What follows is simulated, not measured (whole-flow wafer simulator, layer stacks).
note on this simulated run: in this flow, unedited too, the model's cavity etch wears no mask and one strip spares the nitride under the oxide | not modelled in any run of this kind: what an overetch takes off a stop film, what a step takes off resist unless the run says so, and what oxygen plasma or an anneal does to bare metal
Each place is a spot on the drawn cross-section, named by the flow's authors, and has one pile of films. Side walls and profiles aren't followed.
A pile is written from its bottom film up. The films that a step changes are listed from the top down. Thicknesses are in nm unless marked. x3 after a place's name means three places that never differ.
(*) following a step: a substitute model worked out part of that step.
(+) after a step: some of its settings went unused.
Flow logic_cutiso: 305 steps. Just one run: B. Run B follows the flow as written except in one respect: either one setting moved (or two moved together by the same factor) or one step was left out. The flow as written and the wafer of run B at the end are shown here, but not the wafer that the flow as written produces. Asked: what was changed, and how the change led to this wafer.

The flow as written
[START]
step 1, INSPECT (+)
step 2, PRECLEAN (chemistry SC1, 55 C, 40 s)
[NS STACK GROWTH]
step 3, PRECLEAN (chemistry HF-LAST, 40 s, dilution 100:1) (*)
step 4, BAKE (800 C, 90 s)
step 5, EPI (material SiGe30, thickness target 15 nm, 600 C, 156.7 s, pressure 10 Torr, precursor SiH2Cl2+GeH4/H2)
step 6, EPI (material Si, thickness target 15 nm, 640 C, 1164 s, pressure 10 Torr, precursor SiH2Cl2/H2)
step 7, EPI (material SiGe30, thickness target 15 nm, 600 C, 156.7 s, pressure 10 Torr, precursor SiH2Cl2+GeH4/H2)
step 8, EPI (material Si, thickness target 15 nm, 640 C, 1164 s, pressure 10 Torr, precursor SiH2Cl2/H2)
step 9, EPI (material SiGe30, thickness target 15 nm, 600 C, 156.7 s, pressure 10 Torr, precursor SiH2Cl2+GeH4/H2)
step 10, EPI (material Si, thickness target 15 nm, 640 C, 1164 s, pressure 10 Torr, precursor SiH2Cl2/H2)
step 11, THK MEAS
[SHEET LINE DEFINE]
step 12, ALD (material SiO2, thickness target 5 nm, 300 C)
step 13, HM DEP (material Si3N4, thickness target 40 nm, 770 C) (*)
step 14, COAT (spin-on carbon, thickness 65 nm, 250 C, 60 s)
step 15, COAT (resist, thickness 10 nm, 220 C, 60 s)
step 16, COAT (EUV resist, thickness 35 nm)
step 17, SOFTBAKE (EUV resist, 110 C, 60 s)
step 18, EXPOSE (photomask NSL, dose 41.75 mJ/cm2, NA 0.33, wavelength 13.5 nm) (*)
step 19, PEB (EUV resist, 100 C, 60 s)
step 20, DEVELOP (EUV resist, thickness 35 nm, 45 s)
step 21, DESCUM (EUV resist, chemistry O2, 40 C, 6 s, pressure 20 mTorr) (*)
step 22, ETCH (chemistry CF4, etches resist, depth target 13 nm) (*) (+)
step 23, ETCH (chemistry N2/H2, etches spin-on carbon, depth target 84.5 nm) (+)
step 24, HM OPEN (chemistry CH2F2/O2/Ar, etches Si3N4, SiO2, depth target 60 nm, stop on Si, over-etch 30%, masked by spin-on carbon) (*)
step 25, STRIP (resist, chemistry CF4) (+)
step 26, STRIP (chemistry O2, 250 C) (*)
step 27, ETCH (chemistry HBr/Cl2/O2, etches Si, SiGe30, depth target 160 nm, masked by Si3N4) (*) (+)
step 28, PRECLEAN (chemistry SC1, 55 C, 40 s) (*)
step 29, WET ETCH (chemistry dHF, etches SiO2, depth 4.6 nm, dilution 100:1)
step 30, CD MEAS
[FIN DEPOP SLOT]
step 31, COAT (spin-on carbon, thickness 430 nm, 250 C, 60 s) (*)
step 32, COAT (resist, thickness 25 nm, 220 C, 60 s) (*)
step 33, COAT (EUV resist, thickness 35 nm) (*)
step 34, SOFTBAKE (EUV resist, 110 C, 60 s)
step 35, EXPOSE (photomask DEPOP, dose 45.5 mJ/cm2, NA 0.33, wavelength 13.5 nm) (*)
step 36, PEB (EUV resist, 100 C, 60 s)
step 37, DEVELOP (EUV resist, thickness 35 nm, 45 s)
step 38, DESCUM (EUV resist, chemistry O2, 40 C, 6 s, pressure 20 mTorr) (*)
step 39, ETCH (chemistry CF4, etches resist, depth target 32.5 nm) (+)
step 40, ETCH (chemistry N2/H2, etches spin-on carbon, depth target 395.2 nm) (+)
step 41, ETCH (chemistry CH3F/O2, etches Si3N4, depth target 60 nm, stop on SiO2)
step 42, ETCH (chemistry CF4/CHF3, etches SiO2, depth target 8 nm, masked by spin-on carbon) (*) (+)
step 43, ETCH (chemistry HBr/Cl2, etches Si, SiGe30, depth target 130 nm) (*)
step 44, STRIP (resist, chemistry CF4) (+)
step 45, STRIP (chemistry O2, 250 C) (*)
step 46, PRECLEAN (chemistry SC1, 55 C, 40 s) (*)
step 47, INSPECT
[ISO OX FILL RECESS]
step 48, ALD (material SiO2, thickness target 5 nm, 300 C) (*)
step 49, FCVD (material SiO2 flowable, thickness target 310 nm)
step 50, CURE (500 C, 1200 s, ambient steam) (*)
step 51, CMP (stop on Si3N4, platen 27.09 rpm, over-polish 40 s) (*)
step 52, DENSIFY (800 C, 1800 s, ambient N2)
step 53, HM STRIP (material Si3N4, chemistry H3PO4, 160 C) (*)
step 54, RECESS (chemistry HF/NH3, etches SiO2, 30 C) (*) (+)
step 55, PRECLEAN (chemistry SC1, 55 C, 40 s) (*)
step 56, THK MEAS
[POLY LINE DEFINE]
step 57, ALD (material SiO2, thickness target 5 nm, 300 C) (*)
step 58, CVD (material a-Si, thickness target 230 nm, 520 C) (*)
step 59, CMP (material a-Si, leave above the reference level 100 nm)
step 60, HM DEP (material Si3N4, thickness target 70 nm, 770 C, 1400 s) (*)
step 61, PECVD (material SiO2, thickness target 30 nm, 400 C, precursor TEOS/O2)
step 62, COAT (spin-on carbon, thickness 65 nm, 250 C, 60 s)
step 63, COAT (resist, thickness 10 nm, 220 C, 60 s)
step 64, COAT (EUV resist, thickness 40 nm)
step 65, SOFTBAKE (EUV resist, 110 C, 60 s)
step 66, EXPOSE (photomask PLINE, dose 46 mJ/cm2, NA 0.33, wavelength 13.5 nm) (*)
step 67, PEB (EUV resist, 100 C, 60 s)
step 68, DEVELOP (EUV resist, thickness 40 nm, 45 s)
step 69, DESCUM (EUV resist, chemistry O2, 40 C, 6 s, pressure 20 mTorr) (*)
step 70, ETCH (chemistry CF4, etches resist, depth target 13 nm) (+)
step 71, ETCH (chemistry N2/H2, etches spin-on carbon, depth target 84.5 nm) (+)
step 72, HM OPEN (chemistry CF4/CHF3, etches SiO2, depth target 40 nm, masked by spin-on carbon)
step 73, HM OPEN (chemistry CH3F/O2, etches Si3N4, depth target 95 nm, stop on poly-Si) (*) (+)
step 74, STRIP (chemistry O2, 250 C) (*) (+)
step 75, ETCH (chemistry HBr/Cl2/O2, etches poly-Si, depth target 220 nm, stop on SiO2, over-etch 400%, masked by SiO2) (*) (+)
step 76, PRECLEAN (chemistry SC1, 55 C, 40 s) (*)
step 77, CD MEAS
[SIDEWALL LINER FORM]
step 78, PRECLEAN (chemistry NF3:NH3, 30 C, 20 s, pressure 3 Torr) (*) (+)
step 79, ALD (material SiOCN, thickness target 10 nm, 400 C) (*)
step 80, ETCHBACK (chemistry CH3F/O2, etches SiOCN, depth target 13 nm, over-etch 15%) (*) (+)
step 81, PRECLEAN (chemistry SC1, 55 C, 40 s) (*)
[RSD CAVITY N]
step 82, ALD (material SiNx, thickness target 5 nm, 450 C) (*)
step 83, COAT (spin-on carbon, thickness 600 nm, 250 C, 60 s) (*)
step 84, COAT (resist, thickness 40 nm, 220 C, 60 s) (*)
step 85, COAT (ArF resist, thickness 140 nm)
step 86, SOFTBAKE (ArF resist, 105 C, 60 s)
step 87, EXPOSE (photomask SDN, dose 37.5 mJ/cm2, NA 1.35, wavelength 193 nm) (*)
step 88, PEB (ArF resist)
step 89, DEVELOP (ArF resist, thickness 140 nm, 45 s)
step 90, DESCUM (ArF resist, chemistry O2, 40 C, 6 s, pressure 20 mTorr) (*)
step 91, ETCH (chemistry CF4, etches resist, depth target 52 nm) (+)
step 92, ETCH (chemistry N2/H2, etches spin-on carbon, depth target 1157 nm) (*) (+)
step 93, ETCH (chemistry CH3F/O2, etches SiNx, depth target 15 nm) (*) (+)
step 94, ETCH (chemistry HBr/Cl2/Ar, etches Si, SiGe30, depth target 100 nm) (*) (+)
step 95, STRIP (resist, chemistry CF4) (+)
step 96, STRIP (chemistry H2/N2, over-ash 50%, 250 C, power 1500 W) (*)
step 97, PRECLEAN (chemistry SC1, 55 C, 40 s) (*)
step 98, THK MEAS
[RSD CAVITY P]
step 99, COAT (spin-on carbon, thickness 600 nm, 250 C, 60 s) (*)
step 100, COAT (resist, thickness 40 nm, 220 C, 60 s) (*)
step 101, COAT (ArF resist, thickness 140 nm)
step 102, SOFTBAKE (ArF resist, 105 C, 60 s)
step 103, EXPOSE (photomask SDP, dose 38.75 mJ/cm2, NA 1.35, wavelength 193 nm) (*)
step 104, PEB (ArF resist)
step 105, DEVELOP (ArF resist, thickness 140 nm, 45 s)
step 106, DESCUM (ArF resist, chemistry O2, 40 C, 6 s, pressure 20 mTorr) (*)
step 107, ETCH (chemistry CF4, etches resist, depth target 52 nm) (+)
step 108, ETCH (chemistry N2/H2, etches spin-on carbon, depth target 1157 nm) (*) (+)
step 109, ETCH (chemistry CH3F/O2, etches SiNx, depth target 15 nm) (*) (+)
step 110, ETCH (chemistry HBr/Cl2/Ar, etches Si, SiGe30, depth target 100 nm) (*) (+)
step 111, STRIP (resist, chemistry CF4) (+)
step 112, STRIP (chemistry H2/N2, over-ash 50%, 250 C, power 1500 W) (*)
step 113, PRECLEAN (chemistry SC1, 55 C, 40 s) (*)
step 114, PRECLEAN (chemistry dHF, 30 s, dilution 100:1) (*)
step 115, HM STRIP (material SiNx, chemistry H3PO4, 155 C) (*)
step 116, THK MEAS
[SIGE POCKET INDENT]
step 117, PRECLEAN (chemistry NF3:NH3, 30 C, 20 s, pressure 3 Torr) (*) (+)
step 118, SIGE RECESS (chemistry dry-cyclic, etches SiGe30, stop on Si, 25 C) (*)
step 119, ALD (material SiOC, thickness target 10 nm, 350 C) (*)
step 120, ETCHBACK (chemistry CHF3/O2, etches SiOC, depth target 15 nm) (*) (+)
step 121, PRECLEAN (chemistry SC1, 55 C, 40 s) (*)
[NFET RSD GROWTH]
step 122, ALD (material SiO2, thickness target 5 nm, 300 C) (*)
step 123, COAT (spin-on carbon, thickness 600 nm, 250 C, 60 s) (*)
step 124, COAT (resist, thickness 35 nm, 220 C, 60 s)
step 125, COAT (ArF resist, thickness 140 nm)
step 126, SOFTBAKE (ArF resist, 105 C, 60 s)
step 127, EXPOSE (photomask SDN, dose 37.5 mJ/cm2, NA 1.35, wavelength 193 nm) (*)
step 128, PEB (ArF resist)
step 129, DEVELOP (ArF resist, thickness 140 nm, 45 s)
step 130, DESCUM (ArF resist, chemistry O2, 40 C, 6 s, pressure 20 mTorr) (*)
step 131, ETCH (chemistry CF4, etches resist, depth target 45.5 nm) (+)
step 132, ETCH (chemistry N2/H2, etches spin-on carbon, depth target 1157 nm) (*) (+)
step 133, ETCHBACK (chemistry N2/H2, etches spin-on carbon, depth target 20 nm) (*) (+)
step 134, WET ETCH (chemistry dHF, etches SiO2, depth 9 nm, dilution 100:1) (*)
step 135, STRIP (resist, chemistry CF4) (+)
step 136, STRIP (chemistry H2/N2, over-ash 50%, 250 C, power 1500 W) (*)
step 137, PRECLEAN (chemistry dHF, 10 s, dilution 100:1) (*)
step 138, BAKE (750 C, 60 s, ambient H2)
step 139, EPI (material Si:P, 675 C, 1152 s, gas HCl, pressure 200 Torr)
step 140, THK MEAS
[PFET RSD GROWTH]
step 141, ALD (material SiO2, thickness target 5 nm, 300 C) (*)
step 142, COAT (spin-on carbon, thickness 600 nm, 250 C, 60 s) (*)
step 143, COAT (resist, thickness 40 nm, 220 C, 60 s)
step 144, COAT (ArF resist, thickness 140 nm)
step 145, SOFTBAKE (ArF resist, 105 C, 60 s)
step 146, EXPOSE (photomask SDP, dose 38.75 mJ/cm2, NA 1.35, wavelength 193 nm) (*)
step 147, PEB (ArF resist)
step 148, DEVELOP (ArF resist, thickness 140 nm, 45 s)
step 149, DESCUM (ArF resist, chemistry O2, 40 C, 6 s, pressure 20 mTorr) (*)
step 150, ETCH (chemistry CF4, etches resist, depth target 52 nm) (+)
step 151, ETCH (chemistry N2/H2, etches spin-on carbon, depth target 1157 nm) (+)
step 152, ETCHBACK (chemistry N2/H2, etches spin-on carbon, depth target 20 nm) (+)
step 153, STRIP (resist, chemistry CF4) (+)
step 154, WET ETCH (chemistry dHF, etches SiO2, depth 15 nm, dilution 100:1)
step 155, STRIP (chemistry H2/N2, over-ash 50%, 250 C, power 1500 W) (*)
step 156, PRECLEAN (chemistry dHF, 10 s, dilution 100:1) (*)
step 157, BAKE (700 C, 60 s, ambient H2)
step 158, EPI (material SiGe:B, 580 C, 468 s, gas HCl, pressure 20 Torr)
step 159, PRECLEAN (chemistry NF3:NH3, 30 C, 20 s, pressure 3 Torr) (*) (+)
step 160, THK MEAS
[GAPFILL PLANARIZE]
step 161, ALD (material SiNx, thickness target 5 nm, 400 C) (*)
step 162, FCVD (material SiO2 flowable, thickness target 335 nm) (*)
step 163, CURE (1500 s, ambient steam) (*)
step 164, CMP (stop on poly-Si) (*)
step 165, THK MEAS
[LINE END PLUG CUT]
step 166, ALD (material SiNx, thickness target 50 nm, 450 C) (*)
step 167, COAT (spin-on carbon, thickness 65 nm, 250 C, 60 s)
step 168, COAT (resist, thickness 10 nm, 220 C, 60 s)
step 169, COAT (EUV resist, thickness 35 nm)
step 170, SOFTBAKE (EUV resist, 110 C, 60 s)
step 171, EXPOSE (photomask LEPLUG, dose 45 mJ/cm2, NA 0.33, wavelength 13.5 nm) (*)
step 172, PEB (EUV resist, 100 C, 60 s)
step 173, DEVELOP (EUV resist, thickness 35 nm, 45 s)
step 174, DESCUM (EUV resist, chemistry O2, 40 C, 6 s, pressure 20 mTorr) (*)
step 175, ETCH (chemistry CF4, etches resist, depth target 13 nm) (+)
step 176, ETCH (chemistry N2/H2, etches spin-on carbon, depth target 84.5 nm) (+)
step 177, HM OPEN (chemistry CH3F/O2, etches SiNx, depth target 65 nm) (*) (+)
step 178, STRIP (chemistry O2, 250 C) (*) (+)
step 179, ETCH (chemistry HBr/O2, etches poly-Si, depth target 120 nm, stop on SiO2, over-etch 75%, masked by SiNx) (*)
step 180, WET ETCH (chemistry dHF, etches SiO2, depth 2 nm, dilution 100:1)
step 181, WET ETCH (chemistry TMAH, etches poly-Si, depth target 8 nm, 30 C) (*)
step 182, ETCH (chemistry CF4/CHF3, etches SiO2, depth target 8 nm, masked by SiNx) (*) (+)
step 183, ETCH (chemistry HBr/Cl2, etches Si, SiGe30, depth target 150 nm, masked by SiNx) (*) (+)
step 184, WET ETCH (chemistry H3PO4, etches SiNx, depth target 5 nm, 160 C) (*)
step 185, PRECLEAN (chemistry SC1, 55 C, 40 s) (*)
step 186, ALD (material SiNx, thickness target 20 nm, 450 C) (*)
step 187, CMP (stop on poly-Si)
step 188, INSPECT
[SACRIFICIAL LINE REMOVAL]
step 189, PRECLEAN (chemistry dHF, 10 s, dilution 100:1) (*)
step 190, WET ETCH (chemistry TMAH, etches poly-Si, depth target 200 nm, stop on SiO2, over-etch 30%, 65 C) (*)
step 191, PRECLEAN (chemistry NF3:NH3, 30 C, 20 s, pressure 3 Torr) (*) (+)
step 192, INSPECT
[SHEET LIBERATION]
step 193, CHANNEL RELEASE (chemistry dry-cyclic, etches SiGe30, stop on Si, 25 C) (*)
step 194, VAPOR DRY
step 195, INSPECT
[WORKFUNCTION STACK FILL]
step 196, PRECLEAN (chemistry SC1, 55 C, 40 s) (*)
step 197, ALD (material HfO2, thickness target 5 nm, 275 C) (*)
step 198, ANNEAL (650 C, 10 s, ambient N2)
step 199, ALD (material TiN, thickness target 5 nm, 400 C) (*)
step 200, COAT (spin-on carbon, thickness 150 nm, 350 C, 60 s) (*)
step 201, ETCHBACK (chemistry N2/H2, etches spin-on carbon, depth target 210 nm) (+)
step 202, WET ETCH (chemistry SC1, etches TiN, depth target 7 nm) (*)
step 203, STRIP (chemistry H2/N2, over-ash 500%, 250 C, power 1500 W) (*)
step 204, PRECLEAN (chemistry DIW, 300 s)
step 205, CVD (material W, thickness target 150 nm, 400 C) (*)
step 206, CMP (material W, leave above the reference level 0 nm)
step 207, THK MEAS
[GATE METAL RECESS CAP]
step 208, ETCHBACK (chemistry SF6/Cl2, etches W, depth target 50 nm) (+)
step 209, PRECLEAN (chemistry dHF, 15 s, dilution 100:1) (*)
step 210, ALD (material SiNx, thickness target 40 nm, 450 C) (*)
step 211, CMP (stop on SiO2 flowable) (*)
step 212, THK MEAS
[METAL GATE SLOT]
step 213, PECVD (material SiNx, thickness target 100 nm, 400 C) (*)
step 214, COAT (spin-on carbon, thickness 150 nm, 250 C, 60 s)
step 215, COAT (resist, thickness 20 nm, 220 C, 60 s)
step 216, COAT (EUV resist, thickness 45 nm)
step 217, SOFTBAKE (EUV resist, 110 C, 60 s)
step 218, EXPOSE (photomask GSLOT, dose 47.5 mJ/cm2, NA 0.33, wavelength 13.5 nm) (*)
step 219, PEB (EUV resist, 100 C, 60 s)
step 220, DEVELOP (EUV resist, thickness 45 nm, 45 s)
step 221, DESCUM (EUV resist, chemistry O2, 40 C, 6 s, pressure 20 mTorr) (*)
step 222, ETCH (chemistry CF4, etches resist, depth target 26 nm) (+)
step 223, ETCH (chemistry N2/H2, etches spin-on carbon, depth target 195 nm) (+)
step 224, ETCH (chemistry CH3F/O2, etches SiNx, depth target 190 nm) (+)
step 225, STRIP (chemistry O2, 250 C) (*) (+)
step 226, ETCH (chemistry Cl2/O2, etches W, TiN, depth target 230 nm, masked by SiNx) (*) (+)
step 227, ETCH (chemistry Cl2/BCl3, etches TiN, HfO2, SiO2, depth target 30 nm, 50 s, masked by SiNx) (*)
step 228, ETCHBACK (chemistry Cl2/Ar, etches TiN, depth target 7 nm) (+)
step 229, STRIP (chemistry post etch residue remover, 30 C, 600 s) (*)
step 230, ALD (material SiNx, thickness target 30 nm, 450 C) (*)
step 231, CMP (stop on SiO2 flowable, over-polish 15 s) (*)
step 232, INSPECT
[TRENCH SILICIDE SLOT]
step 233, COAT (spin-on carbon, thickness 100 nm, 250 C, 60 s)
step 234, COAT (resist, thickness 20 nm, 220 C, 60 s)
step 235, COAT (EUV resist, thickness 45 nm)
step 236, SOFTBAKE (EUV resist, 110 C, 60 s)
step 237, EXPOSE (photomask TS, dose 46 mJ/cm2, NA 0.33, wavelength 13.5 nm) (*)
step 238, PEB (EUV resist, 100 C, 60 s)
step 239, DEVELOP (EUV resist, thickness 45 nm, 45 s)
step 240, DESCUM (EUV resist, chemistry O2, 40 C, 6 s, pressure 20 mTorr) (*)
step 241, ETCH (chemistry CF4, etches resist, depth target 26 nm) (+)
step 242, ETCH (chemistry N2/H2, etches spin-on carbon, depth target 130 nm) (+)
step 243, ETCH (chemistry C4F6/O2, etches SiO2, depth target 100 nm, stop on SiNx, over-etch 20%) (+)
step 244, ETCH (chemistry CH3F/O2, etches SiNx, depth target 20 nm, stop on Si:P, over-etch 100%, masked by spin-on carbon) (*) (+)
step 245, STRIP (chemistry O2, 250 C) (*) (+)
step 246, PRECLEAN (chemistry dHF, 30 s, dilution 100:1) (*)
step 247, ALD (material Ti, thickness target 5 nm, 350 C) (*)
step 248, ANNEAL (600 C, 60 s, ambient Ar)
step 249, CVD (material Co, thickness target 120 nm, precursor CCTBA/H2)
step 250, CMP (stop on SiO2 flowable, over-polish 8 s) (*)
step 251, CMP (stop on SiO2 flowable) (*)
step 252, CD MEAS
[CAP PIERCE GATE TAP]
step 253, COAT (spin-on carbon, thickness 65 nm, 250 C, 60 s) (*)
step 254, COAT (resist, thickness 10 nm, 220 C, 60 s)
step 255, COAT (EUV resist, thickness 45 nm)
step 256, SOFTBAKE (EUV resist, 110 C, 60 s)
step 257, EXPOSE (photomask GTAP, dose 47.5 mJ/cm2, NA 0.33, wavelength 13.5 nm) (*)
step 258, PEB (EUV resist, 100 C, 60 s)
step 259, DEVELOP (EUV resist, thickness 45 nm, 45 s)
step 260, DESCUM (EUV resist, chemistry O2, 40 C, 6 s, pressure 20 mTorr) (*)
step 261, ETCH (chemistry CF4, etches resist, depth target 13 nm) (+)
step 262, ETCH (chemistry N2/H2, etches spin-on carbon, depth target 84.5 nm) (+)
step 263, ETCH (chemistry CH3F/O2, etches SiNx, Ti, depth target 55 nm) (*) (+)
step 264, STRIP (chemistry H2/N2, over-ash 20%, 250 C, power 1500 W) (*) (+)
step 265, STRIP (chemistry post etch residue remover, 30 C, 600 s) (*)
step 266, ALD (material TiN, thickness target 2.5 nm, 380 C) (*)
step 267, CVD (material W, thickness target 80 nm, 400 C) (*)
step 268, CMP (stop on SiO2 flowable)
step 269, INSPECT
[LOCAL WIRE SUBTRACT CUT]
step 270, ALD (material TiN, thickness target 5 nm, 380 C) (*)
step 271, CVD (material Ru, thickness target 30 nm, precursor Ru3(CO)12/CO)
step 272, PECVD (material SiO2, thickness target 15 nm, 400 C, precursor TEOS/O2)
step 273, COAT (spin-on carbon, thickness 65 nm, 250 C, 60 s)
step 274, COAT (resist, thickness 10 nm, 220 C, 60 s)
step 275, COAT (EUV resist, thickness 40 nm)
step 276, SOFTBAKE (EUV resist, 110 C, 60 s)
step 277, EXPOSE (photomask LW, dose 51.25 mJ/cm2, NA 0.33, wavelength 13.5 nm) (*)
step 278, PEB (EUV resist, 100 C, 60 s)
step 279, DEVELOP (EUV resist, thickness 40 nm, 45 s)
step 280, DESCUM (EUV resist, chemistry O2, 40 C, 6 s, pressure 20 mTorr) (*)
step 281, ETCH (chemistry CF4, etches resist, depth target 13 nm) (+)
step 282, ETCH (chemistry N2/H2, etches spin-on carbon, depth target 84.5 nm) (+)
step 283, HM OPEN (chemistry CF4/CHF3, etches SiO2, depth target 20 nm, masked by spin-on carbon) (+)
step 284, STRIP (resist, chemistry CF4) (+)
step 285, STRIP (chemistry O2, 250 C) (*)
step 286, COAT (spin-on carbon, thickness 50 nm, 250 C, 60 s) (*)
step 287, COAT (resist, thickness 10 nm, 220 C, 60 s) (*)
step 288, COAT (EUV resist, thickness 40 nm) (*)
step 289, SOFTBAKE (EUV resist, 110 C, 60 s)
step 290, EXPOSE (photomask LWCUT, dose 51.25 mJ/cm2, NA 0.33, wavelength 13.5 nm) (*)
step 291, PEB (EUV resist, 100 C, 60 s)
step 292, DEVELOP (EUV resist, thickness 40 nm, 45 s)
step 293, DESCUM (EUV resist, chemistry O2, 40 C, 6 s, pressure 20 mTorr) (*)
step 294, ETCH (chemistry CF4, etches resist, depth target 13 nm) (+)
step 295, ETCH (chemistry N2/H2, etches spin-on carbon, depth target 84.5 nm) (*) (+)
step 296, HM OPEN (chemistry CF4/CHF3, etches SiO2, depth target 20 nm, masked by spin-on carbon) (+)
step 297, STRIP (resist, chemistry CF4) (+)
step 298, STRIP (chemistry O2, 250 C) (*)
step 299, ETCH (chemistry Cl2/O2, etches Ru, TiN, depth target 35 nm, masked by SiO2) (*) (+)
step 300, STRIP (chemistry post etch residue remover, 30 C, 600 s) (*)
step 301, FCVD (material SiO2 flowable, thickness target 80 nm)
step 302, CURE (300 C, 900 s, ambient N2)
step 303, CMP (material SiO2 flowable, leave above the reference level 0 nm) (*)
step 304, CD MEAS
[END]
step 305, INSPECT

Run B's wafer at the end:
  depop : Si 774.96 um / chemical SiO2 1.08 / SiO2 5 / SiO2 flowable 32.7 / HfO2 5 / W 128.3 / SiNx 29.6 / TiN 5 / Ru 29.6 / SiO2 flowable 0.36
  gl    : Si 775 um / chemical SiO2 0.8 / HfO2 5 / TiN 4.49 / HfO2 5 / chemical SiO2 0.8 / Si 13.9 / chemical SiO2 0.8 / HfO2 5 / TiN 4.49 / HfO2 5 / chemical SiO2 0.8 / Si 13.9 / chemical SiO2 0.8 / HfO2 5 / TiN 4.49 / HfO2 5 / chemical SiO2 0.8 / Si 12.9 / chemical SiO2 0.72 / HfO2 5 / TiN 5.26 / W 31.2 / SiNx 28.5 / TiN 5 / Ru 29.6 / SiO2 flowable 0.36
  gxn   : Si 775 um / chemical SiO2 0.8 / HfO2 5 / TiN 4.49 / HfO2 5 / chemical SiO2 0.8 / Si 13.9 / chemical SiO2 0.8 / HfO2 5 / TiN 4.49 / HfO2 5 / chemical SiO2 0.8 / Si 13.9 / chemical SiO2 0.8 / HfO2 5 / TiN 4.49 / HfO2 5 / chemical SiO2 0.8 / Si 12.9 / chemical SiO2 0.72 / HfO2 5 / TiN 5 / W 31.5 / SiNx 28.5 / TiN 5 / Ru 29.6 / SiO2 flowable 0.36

The reason: step 299, ETCH: chemistry Cl2/O2, etches Ru, TiN, depth target 35 nm, masked by SiO2 (*) (+), was omitted.

How this came from the change, step by step:
  step 301, FCVD (material SiO2 flowable, thickness target 80 nm)
      iso, rsdx: +84.5 SiO2 flowable (new film) (it would be, as written: +94.2 SiO2 flowable)
      gfld, gl, glp, gxf, gxn, gxp, plug: +84.5 SiO2 flowable (new film) (it would be, as written: +94.4 SiO2 flowable (new film))
      (and at 8 other places as well)
  step 303, CMP (material SiO2 flowable, leave above the reference level 0 nm) (*)
      gfld, gl, glp and 10 more: -84.1 SiO2 flowable (it would be, as written: -59.2 SiO2 flowable)
      depop, dpovl, isow, ns, nsgap: -79.6 SiO2 flowable (it would be, as written: -44.7 SiO2 flowable)
      (and at 4 other places as well)
Taking metal films that touch as one body, depop has 2 bodies (between them, from the top down: SiNx 29.6); the flow as written gives 1 body.
Taking metal films that touch as one body, gl has 5 bodies (between them, from the top down: SiNx 28.5; HfO2 5 / chemical SiO2 0.72 / Si 12.9 / chemical SiO2 0.8 / HfO2 5; HfO2 5 / chemical SiO2 0.8 / Si 13.9 / chemical SiO2 0.8 / HfO2 5; HfO2 5 / chemical SiO2 0.8 / Si 13.9 / chemical SiO2 0.8 / HfO2 5); the flow as written gives 4 bodies (between them, from the top down: HfO2 5 / chemical SiO2 0.72 / Si 12.9 / chemical SiO2 0.8 / HfO2 5; HfO2 5 / chemical SiO2 0.8 / Si 13.9 / chemical SiO2 0.8 / HfO2 5; HfO2 5 / chemical SiO2 0.8 / Si 13.9 / chemical SiO2 0.8 / HfO2 5).
Taking metal films that touch as one body, gxn has 5 bodies (between them, from the top down: SiNx 28.5; HfO2 5 / chemical SiO2 0.72 / Si 12.9 / chemical SiO2 0.8 / HfO2 5; HfO2 5 / chemical SiO2 0.8 / Si 13.9 / chemical SiO2 0.8 / HfO2 5; HfO2 5 / chemical SiO2 0.8 / Si 13.9 / chemical SiO2 0.8 / HfO2 5); the flow as written gives 4 bodies (between them, from the top down: HfO2 5 / chemical SiO2 0.72 / Si 12.9 / chemical SiO2 0.8 / HfO2 5; HfO2 5 / chemical SiO2 0.8 / Si 13.9 / chemical SiO2 0.8 / HfO2 5; HfO2 5 / chemical SiO2 0.8 / Si 13.9 / chemical SiO2 0.8 / HfO2 5).
